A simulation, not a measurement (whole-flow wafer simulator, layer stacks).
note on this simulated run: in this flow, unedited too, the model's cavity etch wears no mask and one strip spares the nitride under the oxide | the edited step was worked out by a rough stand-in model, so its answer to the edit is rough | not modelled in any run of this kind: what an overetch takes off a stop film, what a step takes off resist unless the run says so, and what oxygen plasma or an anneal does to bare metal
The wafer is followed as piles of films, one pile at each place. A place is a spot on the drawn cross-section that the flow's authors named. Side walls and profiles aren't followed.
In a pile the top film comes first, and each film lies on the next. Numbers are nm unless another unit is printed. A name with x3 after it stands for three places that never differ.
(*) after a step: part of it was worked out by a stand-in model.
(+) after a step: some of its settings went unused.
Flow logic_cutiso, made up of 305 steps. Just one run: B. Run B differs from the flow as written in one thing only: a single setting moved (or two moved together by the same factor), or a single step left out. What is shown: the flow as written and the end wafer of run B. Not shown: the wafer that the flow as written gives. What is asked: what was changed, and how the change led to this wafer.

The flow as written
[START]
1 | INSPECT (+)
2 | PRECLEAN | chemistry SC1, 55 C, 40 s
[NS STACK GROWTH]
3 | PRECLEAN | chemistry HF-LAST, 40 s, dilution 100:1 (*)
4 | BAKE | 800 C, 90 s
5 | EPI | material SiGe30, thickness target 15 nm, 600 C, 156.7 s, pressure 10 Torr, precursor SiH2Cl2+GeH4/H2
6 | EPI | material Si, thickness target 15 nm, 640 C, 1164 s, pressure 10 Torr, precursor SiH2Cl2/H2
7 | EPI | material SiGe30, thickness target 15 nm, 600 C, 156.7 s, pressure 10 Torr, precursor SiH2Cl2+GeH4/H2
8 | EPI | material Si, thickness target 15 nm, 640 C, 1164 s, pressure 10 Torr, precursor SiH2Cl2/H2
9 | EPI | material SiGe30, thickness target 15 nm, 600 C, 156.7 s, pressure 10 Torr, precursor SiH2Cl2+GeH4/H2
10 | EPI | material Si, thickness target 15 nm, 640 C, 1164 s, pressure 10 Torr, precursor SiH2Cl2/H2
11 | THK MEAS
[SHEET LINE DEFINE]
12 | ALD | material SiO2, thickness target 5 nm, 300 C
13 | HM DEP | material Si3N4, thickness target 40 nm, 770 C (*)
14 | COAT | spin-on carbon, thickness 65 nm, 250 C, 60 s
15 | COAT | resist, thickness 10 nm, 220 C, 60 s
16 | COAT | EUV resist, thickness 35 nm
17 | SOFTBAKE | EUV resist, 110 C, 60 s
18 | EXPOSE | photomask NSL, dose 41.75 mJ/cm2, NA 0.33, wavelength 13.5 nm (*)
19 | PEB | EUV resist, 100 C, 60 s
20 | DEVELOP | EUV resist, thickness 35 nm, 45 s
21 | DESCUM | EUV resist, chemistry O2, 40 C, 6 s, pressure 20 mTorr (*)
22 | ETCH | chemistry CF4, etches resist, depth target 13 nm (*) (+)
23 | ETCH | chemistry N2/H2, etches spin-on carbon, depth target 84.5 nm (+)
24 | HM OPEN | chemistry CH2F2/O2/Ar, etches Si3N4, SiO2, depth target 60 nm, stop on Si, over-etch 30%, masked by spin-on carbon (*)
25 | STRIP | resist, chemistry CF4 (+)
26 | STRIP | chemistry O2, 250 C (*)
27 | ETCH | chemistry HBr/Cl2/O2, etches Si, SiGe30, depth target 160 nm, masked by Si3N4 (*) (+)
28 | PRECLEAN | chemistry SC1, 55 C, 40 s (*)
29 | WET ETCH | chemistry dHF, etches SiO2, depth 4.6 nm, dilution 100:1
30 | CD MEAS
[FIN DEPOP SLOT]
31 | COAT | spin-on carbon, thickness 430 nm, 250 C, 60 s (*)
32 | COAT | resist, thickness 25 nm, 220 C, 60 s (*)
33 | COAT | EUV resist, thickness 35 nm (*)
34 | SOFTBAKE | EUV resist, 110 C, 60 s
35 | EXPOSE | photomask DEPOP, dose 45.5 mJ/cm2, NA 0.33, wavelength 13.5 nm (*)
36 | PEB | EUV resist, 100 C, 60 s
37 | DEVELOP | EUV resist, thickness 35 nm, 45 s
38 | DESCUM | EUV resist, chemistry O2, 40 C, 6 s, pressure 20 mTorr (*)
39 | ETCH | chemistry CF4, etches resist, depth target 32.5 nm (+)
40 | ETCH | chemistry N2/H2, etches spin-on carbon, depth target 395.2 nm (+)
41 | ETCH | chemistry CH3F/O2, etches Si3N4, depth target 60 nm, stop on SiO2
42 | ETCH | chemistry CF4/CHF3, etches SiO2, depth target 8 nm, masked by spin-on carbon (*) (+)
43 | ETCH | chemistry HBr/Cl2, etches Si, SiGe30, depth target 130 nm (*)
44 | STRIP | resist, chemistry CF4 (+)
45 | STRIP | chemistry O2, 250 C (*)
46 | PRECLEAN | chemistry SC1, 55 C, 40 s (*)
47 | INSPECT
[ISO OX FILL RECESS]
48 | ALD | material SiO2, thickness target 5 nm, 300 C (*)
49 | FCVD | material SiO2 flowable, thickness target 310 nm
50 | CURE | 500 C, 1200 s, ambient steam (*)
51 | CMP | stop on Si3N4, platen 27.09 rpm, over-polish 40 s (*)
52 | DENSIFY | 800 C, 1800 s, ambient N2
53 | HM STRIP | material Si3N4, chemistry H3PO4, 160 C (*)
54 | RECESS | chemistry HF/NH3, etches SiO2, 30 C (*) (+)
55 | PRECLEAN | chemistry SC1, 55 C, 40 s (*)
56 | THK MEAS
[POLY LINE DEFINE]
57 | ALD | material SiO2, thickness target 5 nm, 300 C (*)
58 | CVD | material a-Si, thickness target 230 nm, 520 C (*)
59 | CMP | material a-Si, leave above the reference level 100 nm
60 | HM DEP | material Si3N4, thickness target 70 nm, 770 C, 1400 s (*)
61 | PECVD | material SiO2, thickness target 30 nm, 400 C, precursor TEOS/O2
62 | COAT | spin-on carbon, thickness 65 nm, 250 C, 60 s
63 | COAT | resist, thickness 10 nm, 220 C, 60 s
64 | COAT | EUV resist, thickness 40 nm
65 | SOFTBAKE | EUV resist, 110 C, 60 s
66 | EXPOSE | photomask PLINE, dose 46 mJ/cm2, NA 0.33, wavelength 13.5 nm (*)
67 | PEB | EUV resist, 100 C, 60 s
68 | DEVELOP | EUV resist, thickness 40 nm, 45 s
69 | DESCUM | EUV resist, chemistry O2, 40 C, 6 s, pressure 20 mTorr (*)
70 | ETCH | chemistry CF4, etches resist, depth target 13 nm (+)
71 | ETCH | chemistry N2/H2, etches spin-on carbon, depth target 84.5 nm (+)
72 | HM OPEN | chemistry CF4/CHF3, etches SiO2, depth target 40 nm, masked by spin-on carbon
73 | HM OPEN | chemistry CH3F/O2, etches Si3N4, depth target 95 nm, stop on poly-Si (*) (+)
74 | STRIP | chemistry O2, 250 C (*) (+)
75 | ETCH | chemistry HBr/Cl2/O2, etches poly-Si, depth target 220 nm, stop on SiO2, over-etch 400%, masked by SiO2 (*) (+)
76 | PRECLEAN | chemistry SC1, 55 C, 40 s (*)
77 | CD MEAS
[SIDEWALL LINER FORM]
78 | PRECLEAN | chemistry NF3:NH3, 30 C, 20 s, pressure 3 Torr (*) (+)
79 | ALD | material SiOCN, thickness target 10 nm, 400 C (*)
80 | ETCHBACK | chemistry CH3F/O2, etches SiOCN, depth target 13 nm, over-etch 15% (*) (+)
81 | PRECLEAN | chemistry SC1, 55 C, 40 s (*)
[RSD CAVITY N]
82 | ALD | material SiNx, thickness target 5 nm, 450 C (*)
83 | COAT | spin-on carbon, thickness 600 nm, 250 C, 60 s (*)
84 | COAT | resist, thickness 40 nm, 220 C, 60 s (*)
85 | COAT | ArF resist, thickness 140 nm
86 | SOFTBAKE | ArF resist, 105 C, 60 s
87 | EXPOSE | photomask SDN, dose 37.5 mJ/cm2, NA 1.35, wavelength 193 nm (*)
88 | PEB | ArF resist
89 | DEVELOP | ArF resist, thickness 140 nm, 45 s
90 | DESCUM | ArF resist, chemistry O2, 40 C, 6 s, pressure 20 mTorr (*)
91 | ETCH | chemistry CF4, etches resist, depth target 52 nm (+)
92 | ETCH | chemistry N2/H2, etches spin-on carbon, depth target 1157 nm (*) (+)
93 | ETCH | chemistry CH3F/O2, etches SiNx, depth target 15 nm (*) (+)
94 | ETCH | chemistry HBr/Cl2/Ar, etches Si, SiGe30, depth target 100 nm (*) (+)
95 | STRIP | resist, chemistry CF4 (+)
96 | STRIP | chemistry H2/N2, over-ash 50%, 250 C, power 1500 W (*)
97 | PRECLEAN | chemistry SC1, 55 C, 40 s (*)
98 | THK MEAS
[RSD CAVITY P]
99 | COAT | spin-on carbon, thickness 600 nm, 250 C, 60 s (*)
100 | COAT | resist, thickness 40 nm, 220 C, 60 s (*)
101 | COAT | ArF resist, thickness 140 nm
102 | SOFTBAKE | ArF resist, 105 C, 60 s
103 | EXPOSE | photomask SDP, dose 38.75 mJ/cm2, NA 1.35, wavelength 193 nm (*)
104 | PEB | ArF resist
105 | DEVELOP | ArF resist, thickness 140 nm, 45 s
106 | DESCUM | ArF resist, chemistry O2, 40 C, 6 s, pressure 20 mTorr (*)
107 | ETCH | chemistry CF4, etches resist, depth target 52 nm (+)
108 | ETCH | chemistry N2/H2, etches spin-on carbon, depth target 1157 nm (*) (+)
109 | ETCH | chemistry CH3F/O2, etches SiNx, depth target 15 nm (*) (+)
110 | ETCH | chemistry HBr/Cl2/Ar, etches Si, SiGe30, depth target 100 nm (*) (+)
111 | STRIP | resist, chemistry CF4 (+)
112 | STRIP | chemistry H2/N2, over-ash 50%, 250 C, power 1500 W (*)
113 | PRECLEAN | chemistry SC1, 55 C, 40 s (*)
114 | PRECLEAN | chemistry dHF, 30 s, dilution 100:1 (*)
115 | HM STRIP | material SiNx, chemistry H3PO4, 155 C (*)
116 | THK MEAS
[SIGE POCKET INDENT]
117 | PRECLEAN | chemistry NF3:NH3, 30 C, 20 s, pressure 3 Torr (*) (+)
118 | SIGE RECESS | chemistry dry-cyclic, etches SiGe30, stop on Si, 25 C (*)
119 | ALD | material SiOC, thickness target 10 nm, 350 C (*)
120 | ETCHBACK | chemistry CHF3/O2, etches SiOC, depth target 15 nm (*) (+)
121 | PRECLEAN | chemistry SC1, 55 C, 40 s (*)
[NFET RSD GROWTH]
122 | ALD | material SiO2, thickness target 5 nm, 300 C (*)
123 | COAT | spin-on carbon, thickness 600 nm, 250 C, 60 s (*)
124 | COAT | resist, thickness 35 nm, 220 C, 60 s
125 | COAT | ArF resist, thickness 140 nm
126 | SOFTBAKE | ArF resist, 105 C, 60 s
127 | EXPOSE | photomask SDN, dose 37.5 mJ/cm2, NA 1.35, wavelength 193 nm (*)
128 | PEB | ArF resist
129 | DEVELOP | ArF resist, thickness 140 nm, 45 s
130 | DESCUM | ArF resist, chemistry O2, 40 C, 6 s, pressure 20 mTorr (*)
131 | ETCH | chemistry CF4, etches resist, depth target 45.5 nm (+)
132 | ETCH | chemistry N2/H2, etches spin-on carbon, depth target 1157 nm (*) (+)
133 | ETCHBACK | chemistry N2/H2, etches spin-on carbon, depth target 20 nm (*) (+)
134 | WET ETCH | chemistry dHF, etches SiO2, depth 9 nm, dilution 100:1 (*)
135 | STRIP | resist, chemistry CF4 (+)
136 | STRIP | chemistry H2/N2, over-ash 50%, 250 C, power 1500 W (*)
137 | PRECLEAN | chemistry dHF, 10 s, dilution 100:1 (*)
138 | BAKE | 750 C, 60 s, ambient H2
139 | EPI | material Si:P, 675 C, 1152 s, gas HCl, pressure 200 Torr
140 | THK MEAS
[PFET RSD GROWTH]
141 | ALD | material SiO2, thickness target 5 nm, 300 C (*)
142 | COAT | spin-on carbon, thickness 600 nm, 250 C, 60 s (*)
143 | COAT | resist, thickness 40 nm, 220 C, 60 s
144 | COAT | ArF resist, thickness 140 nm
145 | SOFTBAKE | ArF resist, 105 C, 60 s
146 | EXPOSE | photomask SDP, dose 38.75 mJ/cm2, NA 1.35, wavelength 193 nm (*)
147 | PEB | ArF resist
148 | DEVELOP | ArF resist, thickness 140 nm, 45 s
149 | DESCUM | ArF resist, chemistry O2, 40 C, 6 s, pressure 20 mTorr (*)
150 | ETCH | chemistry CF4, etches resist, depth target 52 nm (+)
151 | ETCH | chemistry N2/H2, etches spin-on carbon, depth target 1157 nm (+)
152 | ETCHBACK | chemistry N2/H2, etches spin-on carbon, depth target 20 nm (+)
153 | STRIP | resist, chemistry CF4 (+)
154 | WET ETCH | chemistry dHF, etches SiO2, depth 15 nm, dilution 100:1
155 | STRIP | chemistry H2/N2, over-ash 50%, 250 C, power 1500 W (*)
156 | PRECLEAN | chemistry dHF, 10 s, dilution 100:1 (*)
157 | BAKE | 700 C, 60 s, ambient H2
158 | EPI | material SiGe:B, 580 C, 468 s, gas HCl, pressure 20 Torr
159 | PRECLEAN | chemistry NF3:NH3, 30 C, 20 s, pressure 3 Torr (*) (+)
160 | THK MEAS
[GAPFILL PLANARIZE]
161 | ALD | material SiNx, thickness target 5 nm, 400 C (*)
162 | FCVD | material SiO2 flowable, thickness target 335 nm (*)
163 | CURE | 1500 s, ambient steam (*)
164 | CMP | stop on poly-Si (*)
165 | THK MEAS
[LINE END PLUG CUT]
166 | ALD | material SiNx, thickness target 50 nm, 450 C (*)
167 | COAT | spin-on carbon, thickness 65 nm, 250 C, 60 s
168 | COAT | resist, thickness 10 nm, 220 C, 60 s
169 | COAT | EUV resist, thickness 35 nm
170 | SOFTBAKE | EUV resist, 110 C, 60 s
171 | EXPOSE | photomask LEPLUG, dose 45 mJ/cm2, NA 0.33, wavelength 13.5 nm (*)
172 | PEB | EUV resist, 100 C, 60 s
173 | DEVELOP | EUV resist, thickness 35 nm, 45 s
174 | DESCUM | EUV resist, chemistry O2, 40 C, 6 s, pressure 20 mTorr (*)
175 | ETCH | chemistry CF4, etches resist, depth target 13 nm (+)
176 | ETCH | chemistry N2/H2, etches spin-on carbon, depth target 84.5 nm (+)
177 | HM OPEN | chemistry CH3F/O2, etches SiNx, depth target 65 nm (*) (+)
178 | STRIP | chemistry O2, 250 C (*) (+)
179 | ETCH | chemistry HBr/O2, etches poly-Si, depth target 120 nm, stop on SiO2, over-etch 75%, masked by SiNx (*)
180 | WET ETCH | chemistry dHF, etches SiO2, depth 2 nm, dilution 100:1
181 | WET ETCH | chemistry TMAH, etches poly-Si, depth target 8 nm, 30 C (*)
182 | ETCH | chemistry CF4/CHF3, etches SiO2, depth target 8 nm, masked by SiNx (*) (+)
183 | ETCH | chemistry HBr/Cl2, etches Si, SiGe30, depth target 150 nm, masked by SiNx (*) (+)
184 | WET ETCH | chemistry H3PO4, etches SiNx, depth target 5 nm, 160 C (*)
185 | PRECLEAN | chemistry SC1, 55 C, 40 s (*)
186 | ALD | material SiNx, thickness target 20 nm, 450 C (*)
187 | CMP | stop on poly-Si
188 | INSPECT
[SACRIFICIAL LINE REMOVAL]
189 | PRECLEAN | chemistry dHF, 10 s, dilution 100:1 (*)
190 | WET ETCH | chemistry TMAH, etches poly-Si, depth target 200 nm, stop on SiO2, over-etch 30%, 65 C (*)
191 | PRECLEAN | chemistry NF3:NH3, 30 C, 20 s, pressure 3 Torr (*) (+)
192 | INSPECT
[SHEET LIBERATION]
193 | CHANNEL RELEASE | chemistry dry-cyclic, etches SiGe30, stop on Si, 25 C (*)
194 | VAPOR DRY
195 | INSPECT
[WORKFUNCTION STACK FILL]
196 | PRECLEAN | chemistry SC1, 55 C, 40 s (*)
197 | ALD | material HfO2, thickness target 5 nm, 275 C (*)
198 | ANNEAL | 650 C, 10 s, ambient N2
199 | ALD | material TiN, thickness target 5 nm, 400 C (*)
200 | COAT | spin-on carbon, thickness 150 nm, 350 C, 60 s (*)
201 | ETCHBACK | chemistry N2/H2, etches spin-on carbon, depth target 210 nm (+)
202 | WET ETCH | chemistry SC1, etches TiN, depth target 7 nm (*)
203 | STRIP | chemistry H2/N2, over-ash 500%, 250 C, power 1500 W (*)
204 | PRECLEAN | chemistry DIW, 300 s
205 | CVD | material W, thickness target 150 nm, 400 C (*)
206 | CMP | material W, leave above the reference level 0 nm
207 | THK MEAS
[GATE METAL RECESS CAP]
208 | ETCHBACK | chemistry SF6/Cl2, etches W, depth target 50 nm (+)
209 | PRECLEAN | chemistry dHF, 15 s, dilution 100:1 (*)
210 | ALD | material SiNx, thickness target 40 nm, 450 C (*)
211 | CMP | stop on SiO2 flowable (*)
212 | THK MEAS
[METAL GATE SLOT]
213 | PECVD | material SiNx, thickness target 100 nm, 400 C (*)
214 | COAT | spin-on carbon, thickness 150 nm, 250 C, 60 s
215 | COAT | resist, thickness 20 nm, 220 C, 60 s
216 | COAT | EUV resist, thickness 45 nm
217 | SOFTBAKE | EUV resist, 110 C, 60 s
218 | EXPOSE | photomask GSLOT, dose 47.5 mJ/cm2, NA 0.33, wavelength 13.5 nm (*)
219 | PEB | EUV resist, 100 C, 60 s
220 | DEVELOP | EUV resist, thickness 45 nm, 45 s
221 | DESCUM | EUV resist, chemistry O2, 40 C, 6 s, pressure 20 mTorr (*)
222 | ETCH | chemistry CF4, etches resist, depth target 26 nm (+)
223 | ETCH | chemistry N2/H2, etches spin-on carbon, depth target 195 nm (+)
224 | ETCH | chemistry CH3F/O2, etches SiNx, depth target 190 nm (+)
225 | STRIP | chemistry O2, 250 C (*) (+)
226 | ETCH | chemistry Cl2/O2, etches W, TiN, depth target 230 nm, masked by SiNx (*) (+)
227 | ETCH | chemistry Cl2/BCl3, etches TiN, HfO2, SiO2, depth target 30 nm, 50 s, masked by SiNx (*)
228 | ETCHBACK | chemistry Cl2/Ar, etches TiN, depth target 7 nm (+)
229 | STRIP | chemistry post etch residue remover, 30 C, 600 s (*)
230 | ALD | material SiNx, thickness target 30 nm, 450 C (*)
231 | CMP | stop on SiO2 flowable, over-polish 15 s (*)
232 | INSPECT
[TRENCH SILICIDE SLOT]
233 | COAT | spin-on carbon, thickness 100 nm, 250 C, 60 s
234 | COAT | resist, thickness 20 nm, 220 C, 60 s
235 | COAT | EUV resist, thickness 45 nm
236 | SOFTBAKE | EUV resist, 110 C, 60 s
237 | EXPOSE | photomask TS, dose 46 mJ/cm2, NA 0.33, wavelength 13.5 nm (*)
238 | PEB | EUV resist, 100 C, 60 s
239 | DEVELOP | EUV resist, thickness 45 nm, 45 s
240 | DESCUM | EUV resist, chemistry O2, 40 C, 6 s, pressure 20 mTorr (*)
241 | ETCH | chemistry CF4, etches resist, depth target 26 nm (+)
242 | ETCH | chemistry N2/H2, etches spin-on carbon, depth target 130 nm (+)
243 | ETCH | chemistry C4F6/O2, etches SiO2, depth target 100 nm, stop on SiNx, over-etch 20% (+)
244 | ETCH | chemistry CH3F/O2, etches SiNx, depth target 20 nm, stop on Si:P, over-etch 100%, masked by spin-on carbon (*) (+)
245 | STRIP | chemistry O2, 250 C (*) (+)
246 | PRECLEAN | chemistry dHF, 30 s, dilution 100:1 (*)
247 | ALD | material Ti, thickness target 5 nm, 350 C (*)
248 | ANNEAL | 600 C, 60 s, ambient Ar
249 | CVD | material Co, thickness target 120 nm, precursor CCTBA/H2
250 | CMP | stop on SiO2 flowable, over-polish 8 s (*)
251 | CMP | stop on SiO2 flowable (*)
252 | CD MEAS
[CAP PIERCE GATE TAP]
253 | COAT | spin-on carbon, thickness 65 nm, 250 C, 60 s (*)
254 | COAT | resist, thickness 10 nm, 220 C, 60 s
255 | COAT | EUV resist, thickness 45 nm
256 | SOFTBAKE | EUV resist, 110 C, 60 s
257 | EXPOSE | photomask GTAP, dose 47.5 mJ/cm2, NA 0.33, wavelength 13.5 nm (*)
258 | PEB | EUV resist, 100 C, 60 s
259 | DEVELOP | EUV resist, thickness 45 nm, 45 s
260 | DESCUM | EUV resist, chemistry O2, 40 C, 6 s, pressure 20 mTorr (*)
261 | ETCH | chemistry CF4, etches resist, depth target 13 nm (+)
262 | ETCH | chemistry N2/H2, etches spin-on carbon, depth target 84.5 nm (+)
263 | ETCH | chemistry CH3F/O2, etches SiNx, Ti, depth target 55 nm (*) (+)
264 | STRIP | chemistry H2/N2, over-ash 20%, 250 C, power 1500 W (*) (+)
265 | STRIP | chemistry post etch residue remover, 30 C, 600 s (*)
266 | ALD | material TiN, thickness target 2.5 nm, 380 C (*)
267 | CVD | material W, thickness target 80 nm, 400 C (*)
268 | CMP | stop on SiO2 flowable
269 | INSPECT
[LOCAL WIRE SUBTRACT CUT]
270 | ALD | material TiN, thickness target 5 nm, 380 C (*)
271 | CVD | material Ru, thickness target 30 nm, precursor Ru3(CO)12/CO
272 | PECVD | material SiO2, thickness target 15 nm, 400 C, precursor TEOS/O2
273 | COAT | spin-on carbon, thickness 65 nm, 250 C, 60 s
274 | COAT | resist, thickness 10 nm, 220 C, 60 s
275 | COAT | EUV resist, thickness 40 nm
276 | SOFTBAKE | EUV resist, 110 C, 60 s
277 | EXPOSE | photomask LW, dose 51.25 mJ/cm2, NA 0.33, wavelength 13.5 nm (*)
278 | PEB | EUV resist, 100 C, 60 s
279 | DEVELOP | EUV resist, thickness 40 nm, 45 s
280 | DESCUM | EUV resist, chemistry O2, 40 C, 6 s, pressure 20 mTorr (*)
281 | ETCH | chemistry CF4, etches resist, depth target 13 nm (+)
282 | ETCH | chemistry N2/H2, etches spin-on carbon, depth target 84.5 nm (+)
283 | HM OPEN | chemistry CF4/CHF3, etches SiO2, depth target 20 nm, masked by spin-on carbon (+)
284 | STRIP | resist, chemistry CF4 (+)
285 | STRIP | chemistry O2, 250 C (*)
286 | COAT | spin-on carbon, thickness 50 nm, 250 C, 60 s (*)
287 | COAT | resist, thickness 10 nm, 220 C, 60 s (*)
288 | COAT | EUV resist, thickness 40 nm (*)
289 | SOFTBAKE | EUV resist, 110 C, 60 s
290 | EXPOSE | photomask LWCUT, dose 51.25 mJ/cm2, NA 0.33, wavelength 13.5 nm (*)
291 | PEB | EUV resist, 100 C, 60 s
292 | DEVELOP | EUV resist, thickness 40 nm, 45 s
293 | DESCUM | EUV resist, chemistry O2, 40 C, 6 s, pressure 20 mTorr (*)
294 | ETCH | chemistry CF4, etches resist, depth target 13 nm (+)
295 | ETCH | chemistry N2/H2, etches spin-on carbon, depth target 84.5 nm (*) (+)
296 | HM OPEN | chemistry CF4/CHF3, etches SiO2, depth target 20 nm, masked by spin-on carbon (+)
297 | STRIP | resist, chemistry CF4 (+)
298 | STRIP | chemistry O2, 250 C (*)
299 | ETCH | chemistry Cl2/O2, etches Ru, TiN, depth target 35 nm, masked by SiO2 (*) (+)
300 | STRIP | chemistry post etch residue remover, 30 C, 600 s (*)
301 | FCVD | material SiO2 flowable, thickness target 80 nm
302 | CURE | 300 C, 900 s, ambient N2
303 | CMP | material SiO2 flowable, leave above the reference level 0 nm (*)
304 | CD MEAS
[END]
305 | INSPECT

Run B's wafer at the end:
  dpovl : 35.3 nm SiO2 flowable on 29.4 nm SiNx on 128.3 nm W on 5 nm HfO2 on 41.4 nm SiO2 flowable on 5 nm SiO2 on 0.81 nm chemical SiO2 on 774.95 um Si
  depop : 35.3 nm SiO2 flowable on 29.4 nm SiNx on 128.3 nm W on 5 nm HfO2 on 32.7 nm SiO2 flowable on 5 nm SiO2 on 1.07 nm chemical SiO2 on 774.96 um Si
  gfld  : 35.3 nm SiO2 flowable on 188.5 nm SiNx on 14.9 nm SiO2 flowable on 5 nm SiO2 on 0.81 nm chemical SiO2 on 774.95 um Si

The reason: step 27, ETCH: depth target 136 nm was run, though the flow has depth target 160 nm.

The path from the change to this, step by step:
  27 | ETCH | chemistry HBr/Cl2/O2, etches Si, SiGe30, depth target 160 nm, masked by Si3N4 (*) (+)
      depop, gl, glp and 12 more: Si3N4 loses 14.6 (in the flow as written it would be: Si3N4 loses 16.8)
      gfld, gxf, iso, lnri: chemical SiO2 loses 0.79 (all of it), Si loses 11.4 (all of it), SiGe30 loses 15 (all of it), Si loses 15 (all of it), SiGe30 loses 15 (all of it), Si loses 15 (all of it), SiGe30 loses 15 (all of it), Si loses 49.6 (in the flow as written it would be: chemical SiO2 loses 0.79 (all of it), Si loses 11.4 (all of it), SiGe30 loses 15 (all of it), Si loses 15 (all of it), SiGe30 loses 15 (all of it), Si loses 15 (all of it), SiGe30 loses 15 (all of it), Si loses 73.6)
      (as well as at 3 more places)
  31 | COAT | spin-on carbon, thickness 430 nm, 250 C, 60 s (*)
      depop, ns: spin-on carbon gains 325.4 (new film) (in the flow as written it would be: spin-on carbon gains 312 (new film))
      gfld, lnri: spin-on carbon gains 554.3 (new film) (in the flow as written it would be: spin-on carbon gains 570.2 (new film))
      (as well as at 2 more places)
  40 | ETCH | chemistry N2/H2, etches spin-on carbon, depth target 395.2 nm (+)
      depop: spin-on carbon loses 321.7 (all of it), Si3N4 loses 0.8 (in the flow as written it would be: spin-on carbon loses 308.2 (all of it), Si3N4 loses 0.95)
  41 | ETCH | chemistry CH3F/O2, etches Si3N4, depth target 60 nm, stop on SiO2
      depop: Si3N4 loses 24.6 (all of it), SiO2 loses 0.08 (in the flow as written it would be: Si3N4 loses 22.2 (all of it), SiO2 loses 0.08)
      dpovl: spin-on carbon loses 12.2 (in the flow as written it would be: spin-on carbon loses 11.1)
  42 | ETCH | chemistry CF4/CHF3, etches SiO2, depth target 8 nm, masked by spin-on carbon (*) (+)
      gfld: resist loses 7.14 (all of it), spin-on carbon loses 0.08 (in the flow as written it would be: resist loses 7.38)
      gxf: resist loses 6.85 (all of it), spin-on carbon loses 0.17 (in the flow as written it would be: resist loses 7.42 (all of it))
      (as well as at 6 more places)
  45 | STRIP | chemistry O2, 250 C (*)
      gfld, lnri: chemical SiO2 gains 0.81 (new film), spin-on carbon loses 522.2 (all of it), Si loses 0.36 (in the flow as written it would be: chemical SiO2 gains 0.82 (new film), spin-on carbon loses 538.7 (all of it), Si loses 0.36)
      dpovl: chemical SiO2 gains 0.81 (new film), spin-on carbon loses 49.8 (all of it), Si loses 0.36 (in the flow as written it would be: chemical SiO2 gains 0.82 (new film), spin-on carbon loses 59.3 (all of it), Si loses 0.36)
      (as well as at 3 more places)
  49 | FCVD | material SiO2 flowable, thickness target 310 nm
      gl, glp, gxn and 10 more: SiO2 flowable gains 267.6 (new film) (in the flow as written it would be: SiO2 flowable gains 262.2 (new film))
      gfld, gxf, iso, lnri: SiO2 flowable gains 437.5 (new film) (in the flow as written it would be: SiO2 flowable gains 453.9 (new film))
      (as well as at 5 more places)
  51 | CMP | stop on Si3N4, platen 27.09 rpm, over-polish 40 s (*)
      lnrt, rsdn, tap: SiO2 flowable loses 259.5 (all of it), SiO2 loses 5 (all of it), Si3N4 loses 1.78 (in the flow as written it would be: SiO2 flowable loses 254.2 (all of it), SiO2 loses 5 (all of it), Si3N4 loses 1.78)
      dpovl, isow: SiO2 flowable loses 210.5 (in the flow as written it would be: SiO2 flowable loses 200.4)
      (as well as at 17 more places)
  52 | DENSIFY | 800 C, 1800 s, ambient N2
      gfld, gxf, iso, lnri: SiO2 flowable loses 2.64 (in the flow as written it would be: SiO2 flowable loses 3.15)
  53 | HM STRIP | material Si3N4, chemistry H3PO4, 160 C (*)
      gl, glp, gxn and 11 more: Si3N4 loses 23.6 (all of it), SiO2 loses 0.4 (in the flow as written it would be: Si3N4 loses 21.4 (all of it), SiO2 loses 0.36)
  54 | RECESS | chemistry HF/NH3, etches SiO2, 30 C (*) (+)
      gfld, gxf, iso, lnri: SiO2 flowable loses 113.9 (in the flow as written it would be: SiO2 flowable loses 111.4)
      dpovl: SiO2 flowable loses 113.8 (in the flow as written it would be: SiO2 flowable loses 111.5)
